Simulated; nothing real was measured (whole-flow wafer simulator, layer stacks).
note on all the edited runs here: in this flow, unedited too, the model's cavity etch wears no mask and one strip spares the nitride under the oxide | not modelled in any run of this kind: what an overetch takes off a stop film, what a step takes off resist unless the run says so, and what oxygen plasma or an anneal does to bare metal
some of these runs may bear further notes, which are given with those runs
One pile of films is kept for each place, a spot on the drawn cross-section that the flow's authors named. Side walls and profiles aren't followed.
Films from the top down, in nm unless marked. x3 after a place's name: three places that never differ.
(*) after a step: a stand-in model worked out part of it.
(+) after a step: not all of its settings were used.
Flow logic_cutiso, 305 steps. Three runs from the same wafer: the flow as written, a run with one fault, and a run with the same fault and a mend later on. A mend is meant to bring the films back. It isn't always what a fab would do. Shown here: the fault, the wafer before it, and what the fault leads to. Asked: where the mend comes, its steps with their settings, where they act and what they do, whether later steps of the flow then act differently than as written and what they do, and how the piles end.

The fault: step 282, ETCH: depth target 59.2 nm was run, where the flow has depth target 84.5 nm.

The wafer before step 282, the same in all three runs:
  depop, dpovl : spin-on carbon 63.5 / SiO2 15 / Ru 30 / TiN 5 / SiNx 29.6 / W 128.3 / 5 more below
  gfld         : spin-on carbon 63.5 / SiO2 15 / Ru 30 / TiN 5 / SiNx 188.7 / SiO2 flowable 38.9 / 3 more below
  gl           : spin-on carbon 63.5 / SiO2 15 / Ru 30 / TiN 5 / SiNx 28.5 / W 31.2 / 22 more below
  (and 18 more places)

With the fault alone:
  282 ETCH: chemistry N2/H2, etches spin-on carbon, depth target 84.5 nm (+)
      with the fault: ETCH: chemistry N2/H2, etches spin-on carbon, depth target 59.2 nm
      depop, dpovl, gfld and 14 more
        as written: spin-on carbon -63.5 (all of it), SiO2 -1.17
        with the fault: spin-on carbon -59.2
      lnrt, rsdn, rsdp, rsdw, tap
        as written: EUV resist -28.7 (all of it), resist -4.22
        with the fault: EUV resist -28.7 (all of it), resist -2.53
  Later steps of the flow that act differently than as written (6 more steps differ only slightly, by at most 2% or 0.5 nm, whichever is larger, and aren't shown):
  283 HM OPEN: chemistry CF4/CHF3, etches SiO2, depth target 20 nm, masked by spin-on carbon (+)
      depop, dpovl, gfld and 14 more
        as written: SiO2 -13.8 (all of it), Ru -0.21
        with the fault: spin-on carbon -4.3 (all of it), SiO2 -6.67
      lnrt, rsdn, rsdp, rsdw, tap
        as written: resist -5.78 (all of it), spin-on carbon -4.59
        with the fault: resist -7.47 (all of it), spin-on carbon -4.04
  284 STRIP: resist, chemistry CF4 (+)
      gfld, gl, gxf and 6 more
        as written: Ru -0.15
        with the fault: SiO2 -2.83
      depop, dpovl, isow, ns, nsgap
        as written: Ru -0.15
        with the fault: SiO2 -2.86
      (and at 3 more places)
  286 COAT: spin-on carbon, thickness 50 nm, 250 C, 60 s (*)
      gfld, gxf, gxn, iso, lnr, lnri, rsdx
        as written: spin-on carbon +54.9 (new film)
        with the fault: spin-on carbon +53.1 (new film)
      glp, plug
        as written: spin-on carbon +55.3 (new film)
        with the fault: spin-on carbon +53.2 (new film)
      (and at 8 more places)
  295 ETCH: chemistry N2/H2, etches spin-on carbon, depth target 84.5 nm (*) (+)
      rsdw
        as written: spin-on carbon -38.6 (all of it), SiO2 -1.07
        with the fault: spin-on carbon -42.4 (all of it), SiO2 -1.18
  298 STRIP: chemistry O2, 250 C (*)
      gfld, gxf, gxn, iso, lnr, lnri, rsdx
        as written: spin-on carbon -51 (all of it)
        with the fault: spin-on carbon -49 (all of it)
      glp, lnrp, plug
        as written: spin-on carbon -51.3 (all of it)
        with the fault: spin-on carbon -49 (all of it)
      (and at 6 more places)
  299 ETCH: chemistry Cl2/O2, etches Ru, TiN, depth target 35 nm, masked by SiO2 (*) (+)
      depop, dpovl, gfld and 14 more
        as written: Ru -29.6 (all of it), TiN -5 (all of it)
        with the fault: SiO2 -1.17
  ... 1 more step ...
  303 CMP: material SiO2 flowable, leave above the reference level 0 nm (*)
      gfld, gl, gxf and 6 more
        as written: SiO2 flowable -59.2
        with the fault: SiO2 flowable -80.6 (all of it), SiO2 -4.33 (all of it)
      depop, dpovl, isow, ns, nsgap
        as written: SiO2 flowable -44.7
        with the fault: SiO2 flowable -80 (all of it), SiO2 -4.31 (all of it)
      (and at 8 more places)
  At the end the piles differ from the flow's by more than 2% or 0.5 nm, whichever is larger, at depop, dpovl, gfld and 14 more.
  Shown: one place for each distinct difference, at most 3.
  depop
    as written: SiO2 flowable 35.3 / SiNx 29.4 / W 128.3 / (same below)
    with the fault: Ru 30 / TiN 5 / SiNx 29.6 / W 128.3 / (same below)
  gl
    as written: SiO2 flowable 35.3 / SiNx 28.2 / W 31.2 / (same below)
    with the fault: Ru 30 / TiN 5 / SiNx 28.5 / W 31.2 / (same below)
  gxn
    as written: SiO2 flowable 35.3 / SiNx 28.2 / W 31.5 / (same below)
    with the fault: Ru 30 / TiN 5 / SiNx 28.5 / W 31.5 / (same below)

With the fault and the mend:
  The mend comes after step 282.
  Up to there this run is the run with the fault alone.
  282a ETCH: chemistry N2/H2, etches spin-on carbon, depth target 25.3 nm (*) (+) (the flow's step 282 once more, with other settings)
      depop, dpovl, gfld and 14 more
        spin-on carbon -4.3 (all of it), SiO2 -0.12
      lnrt, rsdn, rsdp, rsdw, tap
        resist -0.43
  Later steps of the flow that act differently than as written (7 more steps differ only slightly, by at most 2% or 0.5 nm, whichever is larger, and aren't shown):
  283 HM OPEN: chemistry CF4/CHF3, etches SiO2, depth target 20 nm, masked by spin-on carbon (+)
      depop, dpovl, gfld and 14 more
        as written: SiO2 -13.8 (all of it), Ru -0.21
        with the mend: SiO2 -14.9 (all of it), Ru -0.17
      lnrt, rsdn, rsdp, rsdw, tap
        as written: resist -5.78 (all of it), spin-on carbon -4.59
        with the mend: resist -7.04 (all of it), spin-on carbon -4.18
  At the end the piles differ from the flow's only slightly at the places that both follow, by at most 2% or 0.5 nm, whichever is larger.
